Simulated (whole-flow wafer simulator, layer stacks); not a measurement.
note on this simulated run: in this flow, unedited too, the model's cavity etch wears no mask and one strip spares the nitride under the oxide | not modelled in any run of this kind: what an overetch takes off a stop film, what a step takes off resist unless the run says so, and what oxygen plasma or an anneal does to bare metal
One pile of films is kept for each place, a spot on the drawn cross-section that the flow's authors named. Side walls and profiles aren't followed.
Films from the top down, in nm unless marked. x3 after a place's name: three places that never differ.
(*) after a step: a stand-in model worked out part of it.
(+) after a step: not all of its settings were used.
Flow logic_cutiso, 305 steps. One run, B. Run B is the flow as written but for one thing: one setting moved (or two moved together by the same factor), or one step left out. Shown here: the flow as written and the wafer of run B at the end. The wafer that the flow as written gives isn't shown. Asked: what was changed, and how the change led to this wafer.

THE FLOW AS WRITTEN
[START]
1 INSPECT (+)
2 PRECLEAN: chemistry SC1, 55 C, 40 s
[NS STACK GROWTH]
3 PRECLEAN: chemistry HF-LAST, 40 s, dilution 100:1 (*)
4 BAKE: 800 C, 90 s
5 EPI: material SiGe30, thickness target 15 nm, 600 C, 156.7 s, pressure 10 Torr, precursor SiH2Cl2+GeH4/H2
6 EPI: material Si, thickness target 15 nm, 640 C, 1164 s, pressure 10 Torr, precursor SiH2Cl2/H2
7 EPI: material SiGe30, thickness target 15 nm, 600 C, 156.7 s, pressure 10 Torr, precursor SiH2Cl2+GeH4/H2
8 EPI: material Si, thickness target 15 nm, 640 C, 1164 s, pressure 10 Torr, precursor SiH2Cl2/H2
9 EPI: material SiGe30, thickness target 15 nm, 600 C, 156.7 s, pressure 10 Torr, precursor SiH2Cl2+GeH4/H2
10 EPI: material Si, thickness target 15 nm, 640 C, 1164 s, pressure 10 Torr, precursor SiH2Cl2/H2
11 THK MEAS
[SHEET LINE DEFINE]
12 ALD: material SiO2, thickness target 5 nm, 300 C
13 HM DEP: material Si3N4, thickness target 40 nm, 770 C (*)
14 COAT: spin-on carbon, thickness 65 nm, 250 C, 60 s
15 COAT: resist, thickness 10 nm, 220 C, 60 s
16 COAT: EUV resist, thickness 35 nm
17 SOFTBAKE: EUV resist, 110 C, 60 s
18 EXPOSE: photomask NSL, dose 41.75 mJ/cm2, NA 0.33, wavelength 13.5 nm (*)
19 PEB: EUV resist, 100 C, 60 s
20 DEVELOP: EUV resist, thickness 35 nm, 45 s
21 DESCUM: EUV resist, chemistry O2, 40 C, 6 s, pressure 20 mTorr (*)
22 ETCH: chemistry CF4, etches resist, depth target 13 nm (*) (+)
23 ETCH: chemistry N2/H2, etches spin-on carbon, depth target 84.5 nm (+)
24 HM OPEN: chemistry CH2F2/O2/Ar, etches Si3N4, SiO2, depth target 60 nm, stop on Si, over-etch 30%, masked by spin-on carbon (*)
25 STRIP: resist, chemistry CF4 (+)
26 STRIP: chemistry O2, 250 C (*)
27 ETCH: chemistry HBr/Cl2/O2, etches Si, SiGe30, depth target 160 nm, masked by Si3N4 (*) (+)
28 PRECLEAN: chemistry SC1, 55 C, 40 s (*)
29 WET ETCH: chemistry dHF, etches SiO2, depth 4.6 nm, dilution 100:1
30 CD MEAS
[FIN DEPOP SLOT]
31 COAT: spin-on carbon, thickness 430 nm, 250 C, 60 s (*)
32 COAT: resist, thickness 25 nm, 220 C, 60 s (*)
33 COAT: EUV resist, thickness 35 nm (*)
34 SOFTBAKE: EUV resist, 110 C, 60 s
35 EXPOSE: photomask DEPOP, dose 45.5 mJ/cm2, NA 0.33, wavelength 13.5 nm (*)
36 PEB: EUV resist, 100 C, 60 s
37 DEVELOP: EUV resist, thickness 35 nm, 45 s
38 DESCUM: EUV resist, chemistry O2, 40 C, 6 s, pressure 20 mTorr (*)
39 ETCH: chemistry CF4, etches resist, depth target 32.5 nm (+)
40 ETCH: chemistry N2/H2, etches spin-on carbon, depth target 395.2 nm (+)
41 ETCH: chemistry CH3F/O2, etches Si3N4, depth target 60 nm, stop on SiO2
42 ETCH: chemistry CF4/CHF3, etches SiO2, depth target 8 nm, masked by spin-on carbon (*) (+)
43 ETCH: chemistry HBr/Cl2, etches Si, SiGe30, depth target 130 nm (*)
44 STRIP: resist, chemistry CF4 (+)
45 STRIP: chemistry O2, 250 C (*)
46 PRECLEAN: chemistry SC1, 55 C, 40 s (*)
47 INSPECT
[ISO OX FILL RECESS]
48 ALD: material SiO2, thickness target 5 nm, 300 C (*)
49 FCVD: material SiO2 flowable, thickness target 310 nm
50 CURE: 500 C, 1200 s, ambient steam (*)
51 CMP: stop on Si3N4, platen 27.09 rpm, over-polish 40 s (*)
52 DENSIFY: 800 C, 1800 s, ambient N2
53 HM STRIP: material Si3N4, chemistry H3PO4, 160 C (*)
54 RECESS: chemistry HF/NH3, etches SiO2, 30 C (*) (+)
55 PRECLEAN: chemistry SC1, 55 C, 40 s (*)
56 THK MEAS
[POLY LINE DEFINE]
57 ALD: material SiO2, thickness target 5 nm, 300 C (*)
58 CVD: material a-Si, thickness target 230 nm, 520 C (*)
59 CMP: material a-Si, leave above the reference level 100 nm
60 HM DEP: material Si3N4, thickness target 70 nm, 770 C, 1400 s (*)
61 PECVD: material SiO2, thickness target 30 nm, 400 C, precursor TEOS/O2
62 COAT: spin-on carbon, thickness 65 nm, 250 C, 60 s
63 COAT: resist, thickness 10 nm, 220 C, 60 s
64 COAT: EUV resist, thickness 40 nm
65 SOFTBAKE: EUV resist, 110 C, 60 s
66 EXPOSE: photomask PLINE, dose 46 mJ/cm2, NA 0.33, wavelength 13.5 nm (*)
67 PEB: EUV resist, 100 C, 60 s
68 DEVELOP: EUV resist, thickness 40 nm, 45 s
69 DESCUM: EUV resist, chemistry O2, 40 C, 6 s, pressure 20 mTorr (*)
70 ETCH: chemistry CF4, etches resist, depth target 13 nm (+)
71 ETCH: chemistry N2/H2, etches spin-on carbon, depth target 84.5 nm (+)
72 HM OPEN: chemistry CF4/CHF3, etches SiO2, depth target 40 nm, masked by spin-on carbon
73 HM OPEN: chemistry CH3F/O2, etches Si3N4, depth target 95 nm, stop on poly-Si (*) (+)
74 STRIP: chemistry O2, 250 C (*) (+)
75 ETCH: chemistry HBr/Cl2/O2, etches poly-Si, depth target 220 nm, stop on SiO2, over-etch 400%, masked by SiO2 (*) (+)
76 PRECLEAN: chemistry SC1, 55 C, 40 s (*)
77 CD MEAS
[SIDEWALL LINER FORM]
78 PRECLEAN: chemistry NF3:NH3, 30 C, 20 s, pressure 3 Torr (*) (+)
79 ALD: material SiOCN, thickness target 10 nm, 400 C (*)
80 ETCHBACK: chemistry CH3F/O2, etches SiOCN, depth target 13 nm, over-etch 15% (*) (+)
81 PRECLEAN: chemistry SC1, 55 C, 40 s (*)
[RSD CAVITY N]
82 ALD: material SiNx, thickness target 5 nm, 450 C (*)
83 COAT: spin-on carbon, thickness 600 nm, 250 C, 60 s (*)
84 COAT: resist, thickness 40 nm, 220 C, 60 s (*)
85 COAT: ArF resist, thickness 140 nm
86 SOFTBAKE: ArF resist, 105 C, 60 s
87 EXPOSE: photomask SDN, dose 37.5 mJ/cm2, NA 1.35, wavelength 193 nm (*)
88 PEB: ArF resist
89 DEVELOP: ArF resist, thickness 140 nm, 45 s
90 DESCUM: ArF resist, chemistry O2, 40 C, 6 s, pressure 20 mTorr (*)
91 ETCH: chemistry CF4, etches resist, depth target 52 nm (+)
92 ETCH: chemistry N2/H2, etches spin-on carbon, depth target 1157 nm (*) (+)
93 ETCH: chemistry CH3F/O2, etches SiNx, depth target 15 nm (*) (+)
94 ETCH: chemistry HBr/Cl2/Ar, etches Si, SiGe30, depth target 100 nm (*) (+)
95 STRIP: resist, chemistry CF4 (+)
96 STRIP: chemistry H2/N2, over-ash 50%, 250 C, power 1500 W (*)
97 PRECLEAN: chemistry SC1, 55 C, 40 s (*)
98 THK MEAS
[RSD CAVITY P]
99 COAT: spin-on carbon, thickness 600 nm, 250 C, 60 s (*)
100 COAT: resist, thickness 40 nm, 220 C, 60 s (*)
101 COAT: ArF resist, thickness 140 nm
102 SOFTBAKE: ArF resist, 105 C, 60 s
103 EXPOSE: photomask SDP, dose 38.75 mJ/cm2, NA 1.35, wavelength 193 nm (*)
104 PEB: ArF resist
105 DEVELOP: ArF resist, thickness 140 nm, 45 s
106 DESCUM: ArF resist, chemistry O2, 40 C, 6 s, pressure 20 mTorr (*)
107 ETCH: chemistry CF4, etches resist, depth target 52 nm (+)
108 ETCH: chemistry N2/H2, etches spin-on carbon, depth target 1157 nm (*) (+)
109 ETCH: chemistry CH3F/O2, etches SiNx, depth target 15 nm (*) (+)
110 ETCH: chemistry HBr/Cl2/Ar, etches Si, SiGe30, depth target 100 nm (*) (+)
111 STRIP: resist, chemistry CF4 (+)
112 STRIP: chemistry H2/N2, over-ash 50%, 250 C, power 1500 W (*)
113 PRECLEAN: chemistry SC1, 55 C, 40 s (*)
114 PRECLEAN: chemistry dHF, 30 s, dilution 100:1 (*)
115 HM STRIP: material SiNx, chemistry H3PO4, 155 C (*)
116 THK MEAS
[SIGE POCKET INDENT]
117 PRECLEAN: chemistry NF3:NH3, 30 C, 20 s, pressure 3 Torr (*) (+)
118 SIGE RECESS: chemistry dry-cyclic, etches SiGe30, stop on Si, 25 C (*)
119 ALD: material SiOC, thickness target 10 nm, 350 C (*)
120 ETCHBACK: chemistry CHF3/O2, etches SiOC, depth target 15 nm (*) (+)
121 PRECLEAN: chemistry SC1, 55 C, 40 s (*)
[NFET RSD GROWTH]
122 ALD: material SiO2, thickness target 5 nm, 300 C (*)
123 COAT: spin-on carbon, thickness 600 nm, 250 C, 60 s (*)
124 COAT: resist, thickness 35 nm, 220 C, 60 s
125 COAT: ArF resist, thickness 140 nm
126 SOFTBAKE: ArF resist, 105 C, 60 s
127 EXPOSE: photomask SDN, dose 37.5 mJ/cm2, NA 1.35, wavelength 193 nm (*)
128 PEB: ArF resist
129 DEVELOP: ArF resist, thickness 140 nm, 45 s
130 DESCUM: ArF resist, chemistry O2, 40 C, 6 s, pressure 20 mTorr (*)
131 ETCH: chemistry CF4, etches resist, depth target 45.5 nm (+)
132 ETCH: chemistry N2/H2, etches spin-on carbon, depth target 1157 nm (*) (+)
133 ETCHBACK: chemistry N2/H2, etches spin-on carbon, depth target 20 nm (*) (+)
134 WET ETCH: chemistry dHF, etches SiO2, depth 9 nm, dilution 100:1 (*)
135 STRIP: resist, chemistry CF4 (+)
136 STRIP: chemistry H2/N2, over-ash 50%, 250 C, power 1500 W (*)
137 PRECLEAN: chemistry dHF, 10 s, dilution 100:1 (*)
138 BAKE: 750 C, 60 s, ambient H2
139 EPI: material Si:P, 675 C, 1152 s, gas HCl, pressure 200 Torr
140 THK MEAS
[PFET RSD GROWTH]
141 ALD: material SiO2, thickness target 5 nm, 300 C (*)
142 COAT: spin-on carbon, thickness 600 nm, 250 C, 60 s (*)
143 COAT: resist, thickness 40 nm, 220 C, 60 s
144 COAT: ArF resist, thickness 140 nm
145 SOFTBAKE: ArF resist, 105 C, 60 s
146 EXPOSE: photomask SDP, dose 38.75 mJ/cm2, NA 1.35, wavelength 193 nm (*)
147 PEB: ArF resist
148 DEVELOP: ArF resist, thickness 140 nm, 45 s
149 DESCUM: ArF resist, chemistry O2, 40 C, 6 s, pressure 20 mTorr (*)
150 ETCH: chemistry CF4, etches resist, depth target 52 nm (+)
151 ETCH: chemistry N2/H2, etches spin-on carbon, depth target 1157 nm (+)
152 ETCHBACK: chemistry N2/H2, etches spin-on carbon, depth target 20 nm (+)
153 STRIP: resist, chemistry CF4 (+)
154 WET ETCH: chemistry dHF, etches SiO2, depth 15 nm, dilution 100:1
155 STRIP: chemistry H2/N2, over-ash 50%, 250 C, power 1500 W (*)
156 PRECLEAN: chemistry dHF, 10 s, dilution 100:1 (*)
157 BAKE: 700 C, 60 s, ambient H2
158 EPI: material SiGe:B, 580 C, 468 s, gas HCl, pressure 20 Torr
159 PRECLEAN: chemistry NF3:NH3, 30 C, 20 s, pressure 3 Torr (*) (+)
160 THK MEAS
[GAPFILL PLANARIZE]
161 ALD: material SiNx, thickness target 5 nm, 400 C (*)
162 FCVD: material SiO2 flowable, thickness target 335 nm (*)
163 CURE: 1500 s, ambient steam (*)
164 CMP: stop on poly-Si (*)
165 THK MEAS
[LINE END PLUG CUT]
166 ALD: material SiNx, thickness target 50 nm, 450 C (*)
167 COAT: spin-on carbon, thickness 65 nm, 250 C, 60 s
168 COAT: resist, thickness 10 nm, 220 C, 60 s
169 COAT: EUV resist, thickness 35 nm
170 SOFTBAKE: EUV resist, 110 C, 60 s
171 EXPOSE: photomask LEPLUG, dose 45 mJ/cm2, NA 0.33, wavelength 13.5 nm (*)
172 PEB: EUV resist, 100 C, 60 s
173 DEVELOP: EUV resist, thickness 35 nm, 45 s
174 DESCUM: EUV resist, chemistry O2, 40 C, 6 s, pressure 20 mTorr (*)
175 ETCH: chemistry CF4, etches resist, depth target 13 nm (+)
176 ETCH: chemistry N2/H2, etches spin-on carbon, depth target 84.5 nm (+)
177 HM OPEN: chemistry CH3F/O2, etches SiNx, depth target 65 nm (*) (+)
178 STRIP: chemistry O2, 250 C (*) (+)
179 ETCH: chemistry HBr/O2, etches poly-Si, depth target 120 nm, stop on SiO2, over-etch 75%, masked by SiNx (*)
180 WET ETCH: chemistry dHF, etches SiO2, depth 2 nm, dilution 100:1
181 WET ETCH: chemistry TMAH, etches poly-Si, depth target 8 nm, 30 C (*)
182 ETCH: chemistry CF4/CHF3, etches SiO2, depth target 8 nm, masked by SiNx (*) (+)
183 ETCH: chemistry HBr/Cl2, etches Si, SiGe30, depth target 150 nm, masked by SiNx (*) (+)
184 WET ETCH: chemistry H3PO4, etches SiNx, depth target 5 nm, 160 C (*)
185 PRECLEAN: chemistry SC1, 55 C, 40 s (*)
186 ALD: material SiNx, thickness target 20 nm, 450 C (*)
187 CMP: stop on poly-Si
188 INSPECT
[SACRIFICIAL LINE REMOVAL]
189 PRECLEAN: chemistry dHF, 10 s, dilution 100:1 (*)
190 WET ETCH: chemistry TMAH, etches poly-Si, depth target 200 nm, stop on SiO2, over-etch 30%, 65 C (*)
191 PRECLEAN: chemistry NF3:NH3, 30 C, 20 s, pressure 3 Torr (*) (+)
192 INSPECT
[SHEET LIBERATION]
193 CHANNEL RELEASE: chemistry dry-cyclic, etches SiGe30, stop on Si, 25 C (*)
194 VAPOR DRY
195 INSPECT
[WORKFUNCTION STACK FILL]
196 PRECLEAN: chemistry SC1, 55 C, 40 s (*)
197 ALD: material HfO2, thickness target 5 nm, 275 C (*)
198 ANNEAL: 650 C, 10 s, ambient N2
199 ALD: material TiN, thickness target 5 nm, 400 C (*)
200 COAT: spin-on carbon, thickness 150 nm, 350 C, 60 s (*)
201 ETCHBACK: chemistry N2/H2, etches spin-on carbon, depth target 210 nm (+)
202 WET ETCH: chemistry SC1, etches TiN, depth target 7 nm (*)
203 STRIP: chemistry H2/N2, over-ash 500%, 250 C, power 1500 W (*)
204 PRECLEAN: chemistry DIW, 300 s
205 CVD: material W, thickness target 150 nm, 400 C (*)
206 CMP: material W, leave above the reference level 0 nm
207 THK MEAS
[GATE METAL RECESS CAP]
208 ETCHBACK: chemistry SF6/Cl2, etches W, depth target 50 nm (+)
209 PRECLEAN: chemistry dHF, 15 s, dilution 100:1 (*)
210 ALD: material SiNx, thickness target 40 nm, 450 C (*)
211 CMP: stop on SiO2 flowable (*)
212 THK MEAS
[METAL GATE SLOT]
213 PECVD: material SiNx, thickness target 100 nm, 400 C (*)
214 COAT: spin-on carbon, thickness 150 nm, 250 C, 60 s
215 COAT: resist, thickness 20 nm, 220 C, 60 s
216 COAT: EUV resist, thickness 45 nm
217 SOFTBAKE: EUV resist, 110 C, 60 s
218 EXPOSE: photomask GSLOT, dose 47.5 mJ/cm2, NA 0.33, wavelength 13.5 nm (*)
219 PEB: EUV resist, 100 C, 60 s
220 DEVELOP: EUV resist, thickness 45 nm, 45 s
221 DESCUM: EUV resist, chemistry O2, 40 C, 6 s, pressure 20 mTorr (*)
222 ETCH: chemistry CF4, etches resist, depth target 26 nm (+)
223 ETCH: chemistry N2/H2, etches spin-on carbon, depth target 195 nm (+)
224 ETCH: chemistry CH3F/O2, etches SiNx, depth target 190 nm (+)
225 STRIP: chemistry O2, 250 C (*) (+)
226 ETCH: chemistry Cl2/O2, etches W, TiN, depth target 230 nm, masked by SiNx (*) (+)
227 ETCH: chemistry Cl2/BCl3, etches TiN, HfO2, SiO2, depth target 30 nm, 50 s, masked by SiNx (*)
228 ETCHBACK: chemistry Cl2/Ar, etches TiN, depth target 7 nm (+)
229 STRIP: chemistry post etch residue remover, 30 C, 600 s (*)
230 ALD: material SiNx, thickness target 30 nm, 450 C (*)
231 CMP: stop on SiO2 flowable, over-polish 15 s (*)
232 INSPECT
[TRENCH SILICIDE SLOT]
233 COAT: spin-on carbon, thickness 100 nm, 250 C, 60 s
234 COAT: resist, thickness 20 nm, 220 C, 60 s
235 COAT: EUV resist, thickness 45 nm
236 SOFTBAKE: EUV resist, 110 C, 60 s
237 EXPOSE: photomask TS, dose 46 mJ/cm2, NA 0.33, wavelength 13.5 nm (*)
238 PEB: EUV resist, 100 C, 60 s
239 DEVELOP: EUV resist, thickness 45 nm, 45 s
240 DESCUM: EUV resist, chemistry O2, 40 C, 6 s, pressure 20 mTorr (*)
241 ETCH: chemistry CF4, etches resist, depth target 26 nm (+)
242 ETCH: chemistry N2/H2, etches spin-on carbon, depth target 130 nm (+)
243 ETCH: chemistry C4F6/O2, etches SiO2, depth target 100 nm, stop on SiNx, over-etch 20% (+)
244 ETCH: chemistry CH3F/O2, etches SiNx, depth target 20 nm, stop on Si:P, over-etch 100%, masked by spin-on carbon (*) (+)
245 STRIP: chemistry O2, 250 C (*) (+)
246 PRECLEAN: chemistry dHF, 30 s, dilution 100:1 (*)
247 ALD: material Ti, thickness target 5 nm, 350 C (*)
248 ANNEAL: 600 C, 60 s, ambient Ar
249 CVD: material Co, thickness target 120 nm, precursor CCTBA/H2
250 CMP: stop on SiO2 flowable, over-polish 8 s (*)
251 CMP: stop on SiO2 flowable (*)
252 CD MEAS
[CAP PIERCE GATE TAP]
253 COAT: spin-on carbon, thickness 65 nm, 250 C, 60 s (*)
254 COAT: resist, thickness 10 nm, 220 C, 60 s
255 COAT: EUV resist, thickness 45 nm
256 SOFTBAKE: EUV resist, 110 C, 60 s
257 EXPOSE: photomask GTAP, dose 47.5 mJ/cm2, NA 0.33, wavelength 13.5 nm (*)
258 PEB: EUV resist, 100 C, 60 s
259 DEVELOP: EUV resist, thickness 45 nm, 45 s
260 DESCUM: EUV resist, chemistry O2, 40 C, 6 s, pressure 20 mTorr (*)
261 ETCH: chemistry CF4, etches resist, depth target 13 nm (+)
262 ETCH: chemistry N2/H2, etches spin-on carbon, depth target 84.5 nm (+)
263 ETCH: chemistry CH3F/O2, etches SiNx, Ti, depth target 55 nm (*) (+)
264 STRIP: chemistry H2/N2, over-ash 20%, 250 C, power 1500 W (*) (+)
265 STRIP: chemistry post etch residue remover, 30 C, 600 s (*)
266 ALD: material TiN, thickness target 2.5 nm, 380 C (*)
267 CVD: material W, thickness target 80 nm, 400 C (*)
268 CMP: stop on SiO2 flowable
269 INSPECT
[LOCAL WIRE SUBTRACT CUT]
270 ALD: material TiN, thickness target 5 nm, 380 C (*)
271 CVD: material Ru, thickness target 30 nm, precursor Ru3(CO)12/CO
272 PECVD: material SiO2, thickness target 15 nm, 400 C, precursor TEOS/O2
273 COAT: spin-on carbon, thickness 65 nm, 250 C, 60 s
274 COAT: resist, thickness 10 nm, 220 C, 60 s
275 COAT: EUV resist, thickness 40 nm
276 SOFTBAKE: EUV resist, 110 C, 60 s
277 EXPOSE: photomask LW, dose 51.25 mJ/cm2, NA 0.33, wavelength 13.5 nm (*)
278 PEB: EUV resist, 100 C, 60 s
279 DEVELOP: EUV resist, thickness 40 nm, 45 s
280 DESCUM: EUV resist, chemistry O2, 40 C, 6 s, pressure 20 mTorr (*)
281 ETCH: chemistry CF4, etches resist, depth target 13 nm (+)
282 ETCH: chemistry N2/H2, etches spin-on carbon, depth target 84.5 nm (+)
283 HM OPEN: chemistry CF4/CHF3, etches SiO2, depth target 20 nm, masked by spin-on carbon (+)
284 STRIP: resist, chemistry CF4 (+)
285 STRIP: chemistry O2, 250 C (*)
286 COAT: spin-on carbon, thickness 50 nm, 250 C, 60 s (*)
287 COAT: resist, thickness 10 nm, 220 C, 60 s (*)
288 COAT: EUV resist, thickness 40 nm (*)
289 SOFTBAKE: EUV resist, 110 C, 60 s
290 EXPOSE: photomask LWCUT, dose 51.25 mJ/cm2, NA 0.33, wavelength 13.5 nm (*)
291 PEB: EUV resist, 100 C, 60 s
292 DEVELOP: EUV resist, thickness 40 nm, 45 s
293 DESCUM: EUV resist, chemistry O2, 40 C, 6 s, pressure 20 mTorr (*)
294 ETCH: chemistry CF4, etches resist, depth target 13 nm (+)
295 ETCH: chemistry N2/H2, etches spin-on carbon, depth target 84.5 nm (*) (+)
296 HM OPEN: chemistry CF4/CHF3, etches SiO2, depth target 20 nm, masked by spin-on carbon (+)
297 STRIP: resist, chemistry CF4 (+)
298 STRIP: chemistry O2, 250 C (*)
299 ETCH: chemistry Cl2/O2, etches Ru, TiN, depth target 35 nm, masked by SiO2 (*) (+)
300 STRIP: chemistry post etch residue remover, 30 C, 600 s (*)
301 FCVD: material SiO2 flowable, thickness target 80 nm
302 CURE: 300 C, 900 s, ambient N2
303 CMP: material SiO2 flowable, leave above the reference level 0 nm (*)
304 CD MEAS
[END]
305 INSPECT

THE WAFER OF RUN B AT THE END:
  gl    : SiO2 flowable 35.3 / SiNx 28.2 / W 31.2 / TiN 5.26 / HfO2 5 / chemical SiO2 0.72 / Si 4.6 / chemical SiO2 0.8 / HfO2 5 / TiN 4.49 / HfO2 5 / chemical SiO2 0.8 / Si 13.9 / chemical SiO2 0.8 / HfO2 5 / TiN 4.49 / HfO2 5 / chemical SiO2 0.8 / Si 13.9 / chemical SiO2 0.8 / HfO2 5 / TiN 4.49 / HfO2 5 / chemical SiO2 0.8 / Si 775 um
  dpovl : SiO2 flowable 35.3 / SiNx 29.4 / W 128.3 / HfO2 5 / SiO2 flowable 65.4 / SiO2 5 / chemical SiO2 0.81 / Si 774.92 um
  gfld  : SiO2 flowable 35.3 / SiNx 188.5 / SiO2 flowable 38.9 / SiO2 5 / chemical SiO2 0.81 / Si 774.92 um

The cause: step 10, EPI: thickness target 6.8 nm was run, where the flow has thickness target 15 nm; step 10, EPI: 524 s was run, where the flow has 1164 s.

How the change led to this, step by step:
  10 EPI: material Si, thickness target 15 nm, 640 C, 1164 s, pressure 10 Torr, precursor SiH2Cl2/H2
      depop, dpovl, gfld and 19 more: Si +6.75 (new film) (as written it would be: Si +15 (new film))
  27 ETCH: chemistry HBr/Cl2/O2, etches Si, SiGe30, depth target 160 nm, masked by Si3N4 (*) (+)
      gfld, gxf, iso, lnri: chemical SiO2 -0.79 (all of it), Si -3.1 (all of it), SiGe30 -15 (all of it), Si -15 (all of it), SiGe30 -15 (all of it), Si -15 (all of it), SiGe30 -15 (all of it), Si -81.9 (as written it would be: chemical SiO2 -0.79 (all of it), Si -11.4 (all of it), SiGe30 -15 (all of it), Si -15 (all of it), SiGe30 -15 (all of it), Si -15 (all of it), SiGe30 -15 (all of it), Si -73.6)
      dpovl, nsgap: chemical SiO2 -0.79 (all of it), Si -3.5 (all of it), SiGe30 -15 (all of it), Si -15 (all of it), SiGe30 -15 (all of it), Si -15 (all of it), SiGe30 -15 (all of it), Si -81.5 (as written it would be: chemical SiO2 -0.79 (all of it), Si -11.8 (all of it), SiGe30 -15 (all of it), Si -15 (all of it), SiGe30 -15 (all of it), Si -15 (all of it), SiGe30 -15 (all of it), Si -73.2)
      (and at 1 more place)
  43 ETCH: chemistry HBr/Cl2, etches Si, SiGe30, depth target 130 nm (*)
      depop: Si -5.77 (all of it), SiGe30 -15 (all of it), Si -15 (all of it), SiGe30 -15 (all of it), Si -15 (all of it), SiGe30 -15 (all of it), Si -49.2 (as written it would be: Si -14 (all of it), SiGe30 -15 (all of it), Si -15 (all of it), SiGe30 -15 (all of it), Si -15 (all of it), SiGe30 -15 (all of it), Si -41)
  94 ETCH: chemistry HBr/Cl2/Ar, etches Si, SiGe30, depth target 100 nm (*) (+)
      rsdn, rsdx: chemical SiO2 -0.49 (all of it), Si -4.57 (all of it), SiGe30 -15 (all of it), Si -15 (all of it), SiGe30 -15 (all of it), Si -15 (all of it), SiGe30 -15 (all of it), Si -20.4 (as written it would be: chemical SiO2 -0.49 (all of it), Si -12.8 (all of it), SiGe30 -15 (all of it), Si -15 (all of it), SiGe30 -15 (all of it), Si -15 (all of it), SiGe30 -15 (all of it), Si -12.2)
  110 ETCH: chemistry HBr/Cl2/Ar, etches Si, SiGe30, depth target 100 nm (*) (+)
      rsdp, rsdw: chemical SiO2 -0.49 (all of it), Si -4.57 (all of it), SiGe30 -15 (all of it), Si -15 (all of it), SiGe30 -15 (all of it), Si -15 (all of it), SiGe30 -15 (all of it), Si -20.4 (as written it would be: chemical SiO2 -0.49 (all of it), Si -12.8 (all of it), SiGe30 -15 (all of it), Si -15 (all of it), SiGe30 -15 (all of it), Si -15 (all of it), SiGe30 -15 (all of it), Si -12.2)
  183 ETCH: chemistry HBr/Cl2, etches Si, SiGe30, depth target 150 nm, masked by SiNx (*) (+)
      plug: Si -5.3 (all of it), SiGe30 -15 (all of it), Si -15 (all of it), SiGe30 -15 (all of it), Si -15 (all of it), SiGe30 -15 (all of it), Si -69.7 (as written it would be: Si -13.6 (all of it), SiGe30 -15 (all of it), Si -15 (all of it), SiGe30 -15 (all of it), Si -15 (all of it), SiGe30 -15 (all of it), Si -61.4)
